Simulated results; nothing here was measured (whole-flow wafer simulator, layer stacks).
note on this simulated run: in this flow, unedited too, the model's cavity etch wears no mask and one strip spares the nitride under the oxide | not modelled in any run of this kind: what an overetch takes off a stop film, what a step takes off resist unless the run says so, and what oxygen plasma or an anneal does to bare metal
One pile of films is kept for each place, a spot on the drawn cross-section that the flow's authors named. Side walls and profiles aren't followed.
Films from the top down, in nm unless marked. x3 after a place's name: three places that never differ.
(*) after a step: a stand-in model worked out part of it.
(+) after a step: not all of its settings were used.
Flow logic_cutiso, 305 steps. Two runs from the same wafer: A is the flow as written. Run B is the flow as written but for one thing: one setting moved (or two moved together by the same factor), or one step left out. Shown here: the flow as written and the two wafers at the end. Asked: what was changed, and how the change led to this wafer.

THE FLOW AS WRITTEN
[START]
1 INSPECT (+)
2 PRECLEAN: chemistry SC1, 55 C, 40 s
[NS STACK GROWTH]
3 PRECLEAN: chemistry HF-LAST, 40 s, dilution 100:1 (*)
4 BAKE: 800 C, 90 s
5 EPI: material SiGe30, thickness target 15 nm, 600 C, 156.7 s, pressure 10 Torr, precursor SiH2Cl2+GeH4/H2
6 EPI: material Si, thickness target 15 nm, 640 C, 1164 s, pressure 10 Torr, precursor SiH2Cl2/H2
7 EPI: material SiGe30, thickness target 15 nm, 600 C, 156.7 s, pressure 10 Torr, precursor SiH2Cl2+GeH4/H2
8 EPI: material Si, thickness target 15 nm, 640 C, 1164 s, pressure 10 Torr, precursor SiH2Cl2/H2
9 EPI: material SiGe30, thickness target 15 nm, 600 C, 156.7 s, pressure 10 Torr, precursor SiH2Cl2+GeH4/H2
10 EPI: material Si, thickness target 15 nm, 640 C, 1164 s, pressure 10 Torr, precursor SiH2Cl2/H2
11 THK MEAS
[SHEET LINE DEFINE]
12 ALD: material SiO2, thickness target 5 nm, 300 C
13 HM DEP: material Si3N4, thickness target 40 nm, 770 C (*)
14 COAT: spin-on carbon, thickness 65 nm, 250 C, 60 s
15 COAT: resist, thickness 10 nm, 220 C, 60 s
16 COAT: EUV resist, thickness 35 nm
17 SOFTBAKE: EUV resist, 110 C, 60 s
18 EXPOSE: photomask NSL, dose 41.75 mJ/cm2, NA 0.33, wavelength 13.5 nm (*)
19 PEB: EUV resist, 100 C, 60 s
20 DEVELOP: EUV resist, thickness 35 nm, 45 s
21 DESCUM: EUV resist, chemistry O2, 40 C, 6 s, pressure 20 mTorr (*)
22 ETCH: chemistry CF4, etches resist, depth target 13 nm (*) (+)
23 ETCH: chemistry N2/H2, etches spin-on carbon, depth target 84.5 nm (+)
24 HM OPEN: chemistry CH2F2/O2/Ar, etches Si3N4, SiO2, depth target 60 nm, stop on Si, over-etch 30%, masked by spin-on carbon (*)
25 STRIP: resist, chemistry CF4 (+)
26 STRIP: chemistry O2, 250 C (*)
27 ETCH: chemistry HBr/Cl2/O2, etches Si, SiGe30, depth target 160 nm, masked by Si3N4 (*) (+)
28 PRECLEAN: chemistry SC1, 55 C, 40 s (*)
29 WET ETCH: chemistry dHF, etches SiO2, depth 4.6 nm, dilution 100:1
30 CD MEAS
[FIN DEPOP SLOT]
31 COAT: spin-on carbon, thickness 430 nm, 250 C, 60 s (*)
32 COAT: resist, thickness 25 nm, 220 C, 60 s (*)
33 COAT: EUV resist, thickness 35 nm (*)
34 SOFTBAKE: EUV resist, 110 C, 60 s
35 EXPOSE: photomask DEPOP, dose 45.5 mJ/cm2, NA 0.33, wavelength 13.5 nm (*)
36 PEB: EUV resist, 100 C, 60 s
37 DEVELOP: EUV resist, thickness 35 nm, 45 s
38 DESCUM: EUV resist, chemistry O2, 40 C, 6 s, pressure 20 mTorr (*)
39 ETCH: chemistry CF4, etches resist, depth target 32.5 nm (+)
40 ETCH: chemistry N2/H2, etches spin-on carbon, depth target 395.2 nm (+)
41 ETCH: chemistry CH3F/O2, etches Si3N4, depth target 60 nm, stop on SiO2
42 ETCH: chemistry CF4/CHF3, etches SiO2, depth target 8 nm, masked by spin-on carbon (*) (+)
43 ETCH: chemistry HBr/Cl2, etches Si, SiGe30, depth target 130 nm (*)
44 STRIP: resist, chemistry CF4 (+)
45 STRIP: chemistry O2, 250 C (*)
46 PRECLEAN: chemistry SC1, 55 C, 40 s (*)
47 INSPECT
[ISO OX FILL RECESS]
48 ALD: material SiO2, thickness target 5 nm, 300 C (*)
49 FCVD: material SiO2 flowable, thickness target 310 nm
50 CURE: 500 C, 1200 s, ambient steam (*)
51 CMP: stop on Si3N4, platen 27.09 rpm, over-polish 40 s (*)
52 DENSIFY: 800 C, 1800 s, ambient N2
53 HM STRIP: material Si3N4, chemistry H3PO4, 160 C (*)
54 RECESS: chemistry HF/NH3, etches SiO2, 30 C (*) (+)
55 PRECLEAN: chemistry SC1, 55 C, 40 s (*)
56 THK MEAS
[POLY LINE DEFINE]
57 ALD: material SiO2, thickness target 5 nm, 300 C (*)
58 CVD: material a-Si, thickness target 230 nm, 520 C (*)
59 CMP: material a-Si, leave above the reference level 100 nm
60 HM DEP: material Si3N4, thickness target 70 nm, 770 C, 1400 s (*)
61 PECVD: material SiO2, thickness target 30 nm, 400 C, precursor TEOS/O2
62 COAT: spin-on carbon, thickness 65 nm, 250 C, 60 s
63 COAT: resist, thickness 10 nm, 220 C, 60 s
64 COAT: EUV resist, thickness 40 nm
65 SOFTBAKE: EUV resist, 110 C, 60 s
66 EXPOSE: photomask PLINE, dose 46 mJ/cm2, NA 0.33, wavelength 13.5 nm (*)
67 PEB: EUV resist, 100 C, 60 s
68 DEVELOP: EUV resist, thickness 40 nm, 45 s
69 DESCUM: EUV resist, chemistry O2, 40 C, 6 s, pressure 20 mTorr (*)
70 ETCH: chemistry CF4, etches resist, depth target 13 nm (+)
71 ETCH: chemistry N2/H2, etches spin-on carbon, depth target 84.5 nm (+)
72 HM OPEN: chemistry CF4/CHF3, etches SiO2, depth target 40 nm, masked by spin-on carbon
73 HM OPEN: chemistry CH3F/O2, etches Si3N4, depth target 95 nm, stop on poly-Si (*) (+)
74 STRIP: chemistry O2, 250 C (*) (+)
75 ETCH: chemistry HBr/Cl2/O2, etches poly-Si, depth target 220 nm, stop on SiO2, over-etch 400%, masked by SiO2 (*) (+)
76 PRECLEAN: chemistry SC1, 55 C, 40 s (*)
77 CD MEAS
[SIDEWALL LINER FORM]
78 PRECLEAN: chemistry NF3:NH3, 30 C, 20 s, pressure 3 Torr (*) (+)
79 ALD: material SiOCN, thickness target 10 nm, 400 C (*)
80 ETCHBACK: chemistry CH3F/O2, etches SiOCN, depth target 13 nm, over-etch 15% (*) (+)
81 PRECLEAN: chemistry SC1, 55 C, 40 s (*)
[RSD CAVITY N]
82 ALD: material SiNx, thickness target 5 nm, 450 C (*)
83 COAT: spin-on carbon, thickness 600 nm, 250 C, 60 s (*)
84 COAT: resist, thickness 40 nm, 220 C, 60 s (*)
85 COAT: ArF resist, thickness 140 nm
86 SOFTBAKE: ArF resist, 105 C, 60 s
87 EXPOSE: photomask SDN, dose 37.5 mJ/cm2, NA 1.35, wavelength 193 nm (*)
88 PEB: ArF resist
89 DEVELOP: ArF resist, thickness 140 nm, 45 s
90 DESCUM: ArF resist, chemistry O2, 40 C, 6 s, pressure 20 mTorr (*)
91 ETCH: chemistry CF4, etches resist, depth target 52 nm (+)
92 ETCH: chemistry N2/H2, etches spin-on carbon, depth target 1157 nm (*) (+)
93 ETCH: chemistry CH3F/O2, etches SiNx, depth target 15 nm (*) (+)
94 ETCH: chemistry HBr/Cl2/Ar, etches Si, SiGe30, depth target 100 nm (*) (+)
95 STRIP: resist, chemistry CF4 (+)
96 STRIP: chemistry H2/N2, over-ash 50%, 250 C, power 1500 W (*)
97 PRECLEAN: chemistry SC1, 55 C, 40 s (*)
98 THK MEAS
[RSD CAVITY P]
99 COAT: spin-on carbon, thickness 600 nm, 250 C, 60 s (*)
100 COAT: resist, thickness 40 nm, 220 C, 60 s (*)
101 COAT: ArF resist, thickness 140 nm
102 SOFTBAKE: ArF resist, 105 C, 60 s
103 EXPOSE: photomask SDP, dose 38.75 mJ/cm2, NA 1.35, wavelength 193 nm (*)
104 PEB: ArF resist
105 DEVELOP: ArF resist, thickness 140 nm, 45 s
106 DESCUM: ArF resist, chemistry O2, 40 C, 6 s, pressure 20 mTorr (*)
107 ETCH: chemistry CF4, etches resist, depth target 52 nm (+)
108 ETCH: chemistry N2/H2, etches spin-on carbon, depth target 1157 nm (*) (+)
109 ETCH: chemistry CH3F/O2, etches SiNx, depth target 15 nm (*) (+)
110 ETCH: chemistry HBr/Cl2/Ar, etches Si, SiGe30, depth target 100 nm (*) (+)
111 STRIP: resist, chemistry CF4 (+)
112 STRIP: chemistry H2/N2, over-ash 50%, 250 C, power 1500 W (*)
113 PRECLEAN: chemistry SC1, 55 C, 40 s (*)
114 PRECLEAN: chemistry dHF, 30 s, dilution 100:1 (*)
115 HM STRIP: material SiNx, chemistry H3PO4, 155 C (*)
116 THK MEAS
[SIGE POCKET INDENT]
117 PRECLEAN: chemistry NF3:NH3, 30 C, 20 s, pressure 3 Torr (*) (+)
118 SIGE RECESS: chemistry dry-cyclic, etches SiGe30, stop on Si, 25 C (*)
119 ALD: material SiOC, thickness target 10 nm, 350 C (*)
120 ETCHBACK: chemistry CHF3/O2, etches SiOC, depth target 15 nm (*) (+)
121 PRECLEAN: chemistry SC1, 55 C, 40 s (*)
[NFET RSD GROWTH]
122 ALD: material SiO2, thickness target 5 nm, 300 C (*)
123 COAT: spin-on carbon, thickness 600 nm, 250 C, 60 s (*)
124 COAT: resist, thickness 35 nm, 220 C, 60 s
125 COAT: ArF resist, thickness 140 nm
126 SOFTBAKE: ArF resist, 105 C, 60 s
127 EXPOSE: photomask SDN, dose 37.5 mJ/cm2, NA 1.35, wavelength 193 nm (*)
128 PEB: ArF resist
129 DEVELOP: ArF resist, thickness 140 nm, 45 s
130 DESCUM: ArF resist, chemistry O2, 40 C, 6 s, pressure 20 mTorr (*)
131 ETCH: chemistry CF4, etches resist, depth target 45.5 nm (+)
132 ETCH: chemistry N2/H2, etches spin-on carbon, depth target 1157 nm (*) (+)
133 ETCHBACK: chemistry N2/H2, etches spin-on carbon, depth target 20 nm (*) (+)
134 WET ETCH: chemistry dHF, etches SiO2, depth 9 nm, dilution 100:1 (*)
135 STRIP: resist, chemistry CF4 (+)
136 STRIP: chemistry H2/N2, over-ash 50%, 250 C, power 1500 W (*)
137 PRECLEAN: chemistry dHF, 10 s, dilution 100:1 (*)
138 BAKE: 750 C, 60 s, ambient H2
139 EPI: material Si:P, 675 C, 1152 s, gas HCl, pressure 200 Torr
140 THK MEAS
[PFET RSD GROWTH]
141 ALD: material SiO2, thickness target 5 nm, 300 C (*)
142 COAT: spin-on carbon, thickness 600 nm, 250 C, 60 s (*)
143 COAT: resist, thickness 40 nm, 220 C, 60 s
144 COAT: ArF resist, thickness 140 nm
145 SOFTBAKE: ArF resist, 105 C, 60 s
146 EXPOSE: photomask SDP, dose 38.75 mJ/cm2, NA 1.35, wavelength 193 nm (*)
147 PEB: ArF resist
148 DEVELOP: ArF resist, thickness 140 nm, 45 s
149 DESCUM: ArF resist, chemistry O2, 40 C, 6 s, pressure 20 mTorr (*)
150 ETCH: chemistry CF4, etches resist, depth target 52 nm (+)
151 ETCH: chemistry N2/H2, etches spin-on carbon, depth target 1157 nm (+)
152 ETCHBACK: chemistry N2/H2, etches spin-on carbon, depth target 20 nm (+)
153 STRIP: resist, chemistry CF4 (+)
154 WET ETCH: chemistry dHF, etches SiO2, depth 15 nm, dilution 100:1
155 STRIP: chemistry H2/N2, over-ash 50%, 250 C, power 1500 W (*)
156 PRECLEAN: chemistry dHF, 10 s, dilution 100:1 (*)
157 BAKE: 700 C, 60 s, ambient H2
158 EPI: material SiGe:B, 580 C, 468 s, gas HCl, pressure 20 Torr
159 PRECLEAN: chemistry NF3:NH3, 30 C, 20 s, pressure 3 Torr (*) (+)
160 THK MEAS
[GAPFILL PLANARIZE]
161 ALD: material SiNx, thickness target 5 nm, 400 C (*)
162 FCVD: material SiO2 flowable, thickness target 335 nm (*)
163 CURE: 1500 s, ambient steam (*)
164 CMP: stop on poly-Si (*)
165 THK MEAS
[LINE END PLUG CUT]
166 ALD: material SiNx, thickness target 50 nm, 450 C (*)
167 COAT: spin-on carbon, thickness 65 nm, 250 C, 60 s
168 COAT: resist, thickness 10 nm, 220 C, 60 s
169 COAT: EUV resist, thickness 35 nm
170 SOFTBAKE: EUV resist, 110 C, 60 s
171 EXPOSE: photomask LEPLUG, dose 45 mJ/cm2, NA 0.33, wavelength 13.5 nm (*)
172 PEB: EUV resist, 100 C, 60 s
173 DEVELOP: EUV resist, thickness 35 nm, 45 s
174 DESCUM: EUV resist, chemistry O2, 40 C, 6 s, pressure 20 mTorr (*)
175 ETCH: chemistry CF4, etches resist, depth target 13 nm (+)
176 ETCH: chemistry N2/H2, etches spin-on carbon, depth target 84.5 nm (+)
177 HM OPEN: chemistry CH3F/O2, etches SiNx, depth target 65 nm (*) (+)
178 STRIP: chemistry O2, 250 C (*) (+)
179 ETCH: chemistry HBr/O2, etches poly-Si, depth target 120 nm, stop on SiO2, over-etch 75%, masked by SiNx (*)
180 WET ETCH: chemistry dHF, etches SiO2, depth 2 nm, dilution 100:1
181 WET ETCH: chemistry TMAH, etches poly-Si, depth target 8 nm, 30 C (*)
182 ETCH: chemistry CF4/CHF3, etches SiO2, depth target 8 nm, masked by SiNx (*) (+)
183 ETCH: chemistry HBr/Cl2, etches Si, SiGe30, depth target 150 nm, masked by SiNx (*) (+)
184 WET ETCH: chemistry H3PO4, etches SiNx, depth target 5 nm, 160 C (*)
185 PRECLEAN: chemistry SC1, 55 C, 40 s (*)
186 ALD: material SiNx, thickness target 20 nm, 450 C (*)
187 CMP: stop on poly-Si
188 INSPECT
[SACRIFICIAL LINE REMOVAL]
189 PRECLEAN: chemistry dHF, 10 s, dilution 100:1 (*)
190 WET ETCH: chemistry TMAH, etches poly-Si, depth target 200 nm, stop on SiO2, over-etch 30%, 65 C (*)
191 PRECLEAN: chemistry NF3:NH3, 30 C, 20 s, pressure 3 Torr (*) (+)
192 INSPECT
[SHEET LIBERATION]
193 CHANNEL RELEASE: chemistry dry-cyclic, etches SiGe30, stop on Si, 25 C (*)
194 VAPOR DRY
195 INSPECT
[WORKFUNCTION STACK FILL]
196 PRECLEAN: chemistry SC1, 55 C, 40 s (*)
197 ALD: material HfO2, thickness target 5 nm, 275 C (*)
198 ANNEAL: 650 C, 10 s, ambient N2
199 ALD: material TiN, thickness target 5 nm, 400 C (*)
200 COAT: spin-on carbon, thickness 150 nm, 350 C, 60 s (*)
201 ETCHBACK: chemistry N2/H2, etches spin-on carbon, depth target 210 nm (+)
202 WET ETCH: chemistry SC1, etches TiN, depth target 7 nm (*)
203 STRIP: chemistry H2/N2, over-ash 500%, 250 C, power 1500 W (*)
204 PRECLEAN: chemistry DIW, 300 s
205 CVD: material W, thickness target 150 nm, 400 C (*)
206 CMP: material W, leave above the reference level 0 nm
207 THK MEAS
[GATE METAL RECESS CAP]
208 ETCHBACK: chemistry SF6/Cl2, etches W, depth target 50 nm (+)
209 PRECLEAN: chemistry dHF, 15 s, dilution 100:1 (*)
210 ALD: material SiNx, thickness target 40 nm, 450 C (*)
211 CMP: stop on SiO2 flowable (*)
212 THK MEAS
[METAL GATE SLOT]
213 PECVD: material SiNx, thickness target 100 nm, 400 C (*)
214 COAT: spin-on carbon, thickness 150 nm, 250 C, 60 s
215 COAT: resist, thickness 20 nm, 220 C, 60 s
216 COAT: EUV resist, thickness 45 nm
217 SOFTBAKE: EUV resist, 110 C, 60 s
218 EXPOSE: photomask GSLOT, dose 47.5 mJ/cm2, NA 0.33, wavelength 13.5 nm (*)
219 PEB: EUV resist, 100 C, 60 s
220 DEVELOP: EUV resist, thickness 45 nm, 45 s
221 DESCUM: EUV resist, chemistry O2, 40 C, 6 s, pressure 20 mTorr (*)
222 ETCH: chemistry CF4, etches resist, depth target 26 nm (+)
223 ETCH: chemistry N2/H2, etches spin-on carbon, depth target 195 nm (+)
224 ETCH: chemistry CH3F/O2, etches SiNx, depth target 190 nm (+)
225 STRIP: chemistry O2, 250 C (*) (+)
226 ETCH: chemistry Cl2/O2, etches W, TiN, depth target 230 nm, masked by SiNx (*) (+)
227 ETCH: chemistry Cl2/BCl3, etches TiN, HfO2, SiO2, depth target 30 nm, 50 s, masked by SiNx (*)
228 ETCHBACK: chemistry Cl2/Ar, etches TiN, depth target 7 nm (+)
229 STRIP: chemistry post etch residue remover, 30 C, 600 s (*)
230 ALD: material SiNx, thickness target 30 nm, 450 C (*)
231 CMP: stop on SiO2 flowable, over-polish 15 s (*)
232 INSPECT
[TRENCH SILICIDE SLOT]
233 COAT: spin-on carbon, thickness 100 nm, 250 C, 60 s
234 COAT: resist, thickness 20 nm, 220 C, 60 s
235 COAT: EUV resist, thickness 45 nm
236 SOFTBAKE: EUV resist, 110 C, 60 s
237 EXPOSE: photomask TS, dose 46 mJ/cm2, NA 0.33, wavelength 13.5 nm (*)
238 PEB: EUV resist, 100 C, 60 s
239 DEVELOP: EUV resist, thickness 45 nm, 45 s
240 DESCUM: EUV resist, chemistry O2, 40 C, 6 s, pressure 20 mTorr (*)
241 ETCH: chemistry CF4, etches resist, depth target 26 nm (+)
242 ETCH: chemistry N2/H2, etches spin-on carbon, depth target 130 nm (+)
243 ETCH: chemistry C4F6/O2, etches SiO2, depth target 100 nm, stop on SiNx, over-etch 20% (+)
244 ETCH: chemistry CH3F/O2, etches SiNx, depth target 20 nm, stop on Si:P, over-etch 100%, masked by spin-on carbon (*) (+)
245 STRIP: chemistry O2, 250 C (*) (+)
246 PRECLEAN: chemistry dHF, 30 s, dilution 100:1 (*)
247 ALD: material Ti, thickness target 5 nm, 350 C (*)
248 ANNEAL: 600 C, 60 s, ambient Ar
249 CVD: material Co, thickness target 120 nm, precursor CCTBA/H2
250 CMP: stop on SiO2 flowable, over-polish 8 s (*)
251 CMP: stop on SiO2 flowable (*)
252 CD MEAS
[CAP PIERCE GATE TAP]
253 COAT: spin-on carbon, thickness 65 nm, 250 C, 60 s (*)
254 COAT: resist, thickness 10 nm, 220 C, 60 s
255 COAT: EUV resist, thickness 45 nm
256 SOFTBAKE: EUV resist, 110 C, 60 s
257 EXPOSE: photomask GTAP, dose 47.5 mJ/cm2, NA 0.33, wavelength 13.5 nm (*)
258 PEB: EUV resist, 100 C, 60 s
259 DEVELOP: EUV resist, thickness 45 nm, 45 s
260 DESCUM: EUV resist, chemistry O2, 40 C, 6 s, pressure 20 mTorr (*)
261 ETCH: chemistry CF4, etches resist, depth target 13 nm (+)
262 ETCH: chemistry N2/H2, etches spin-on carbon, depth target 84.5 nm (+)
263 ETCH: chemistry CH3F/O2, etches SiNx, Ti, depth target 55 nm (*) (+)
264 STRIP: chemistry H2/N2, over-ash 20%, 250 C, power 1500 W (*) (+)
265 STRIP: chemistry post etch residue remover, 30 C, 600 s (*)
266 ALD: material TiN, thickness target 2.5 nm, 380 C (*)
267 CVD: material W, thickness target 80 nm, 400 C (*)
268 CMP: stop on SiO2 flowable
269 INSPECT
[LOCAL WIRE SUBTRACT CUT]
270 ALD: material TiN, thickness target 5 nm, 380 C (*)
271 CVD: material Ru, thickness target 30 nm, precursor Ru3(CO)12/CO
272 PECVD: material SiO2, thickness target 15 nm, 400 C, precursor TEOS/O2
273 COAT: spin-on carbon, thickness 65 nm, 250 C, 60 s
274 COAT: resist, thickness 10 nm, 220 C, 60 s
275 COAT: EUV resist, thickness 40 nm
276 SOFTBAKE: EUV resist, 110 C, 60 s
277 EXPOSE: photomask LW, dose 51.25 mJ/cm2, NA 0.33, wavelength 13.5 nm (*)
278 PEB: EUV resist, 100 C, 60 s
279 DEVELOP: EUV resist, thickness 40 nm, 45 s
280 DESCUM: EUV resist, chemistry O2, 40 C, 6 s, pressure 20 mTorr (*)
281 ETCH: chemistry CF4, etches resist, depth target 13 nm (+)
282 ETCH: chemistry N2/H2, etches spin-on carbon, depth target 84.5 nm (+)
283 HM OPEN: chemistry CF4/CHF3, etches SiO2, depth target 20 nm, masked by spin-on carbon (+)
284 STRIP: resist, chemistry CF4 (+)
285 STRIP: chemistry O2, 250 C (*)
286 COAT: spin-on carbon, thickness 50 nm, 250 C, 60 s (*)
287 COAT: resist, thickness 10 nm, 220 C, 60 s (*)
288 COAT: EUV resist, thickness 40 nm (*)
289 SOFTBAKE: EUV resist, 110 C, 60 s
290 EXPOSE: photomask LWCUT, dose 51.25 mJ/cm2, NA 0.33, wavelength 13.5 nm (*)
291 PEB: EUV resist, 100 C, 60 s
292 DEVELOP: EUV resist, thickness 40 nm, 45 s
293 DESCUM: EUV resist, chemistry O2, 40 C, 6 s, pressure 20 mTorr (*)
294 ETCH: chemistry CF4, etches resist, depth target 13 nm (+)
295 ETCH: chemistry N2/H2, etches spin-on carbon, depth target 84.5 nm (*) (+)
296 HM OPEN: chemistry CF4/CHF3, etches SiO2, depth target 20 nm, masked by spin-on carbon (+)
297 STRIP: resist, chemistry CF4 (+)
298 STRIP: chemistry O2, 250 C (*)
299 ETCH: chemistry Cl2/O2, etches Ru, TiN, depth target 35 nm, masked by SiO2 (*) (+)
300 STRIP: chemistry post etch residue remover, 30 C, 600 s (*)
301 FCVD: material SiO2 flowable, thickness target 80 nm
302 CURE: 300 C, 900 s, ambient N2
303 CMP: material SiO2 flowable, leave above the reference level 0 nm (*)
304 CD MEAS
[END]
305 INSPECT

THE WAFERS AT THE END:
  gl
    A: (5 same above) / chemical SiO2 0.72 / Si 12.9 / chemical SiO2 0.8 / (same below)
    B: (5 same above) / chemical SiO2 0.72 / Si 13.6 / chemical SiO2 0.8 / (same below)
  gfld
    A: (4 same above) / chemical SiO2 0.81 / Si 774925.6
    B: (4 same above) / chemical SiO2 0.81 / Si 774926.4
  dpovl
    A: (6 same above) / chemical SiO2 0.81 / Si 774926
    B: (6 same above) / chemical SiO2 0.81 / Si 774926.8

The cause: step 10, EPI: 1223 s was run, where the flow has 1164 s.

How the change led to this, step by step:
  10 EPI: material Si, thickness target 15 nm, 640 C, 1164 s, pressure 10 Torr, precursor SiH2Cl2/H2
      depop, dpovl, gfld and 19 more: A Si +15 (new film) | B Si +15.8 (new film)
  27 ETCH: chemistry HBr/Cl2/O2, etches Si, SiGe30, depth target 160 nm, masked by Si3N4 (*) (+)
      gfld, gxf, iso, lnri: A chemical SiO2 -0.79 (all of it), Si -11.4 (all of it), SiGe30 -15 (all of it), Si -15 (all of it), SiGe30 -15 (all of it), Si -15 (all of it), SiGe30 -15 (all of it), Si -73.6 | B chemical SiO2 -0.79 (all of it), Si -12.1 (all of it), SiGe30 -15 (all of it), Si -15 (all of it), SiGe30 -15 (all of it), Si -15 (all of it), SiGe30 -15 (all of it), Si -72.9
      dpovl, nsgap: A chemical SiO2 -0.79 (all of it), Si -11.8 (all of it), SiGe30 -15 (all of it), Si -15 (all of it), SiGe30 -15 (all of it), Si -15 (all of it), SiGe30 -15 (all of it), Si -73.2 | B chemical SiO2 -0.79 (all of it), Si -12.5 (all of it), SiGe30 -15 (all of it), Si -15 (all of it), SiGe30 -15 (all of it), Si -15 (all of it), SiGe30 -15 (all of it), Si -72.5
      (and at 1 more place)
  43 ETCH: chemistry HBr/Cl2, etches Si, SiGe30, depth target 130 nm (*)
      depop: A Si -14 (all of it), SiGe30 -15 (all of it), Si -15 (all of it), SiGe30 -15 (all of it), Si -15 (all of it), SiGe30 -15 (all of it), Si -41 | B Si -14.8 (all of it), SiGe30 -15 (all of it), Si -15 (all of it), SiGe30 -15 (all of it), Si -15 (all of it), SiGe30 -15 (all of it), Si -40.2
  94 ETCH: chemistry HBr/Cl2/Ar, etches Si, SiGe30, depth target 100 nm (*) (+)
      rsdn, rsdx: A chemical SiO2 -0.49 (all of it), Si -12.8 (all of it), SiGe30 -15 (all of it), Si -15 (all of it), SiGe30 -15 (all of it), Si -15 (all of it), SiGe30 -15 (all of it), Si -12.2 | B chemical SiO2 -0.49 (all of it), Si -13.6 (all of it), SiGe30 -15 (all of it), Si -15 (all of it), SiGe30 -15 (all of it), Si -15 (all of it), SiGe30 -15 (all of it), Si -11.4
  110 ETCH: chemistry HBr/Cl2/Ar, etches Si, SiGe30, depth target 100 nm (*) (+)
      rsdp, rsdw: A chemical SiO2 -0.49 (all of it), Si -12.8 (all of it), SiGe30 -15 (all of it), Si -15 (all of it), SiGe30 -15 (all of it), Si -15 (all of it), SiGe30 -15 (all of it), Si -12.2 | B chemical SiO2 -0.49 (all of it), Si -13.6 (all of it), SiGe30 -15 (all of it), Si -15 (all of it), SiGe30 -15 (all of it), Si -15 (all of it), SiGe30 -15 (all of it), Si -11.4
  183 ETCH: chemistry HBr/Cl2, etches Si, SiGe30, depth target 150 nm, masked by SiNx (*) (+)
      plug: A Si -13.6 (all of it), SiGe30 -15 (all of it), Si -15 (all of it), SiGe30 -15 (all of it), Si -15 (all of it), SiGe30 -15 (all of it), Si -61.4 | B Si -14.3 (all of it), SiGe30 -15 (all of it), Si -15 (all of it), SiGe30 -15 (all of it), Si -15 (all of it), SiGe30 -15 (all of it), Si -60.7
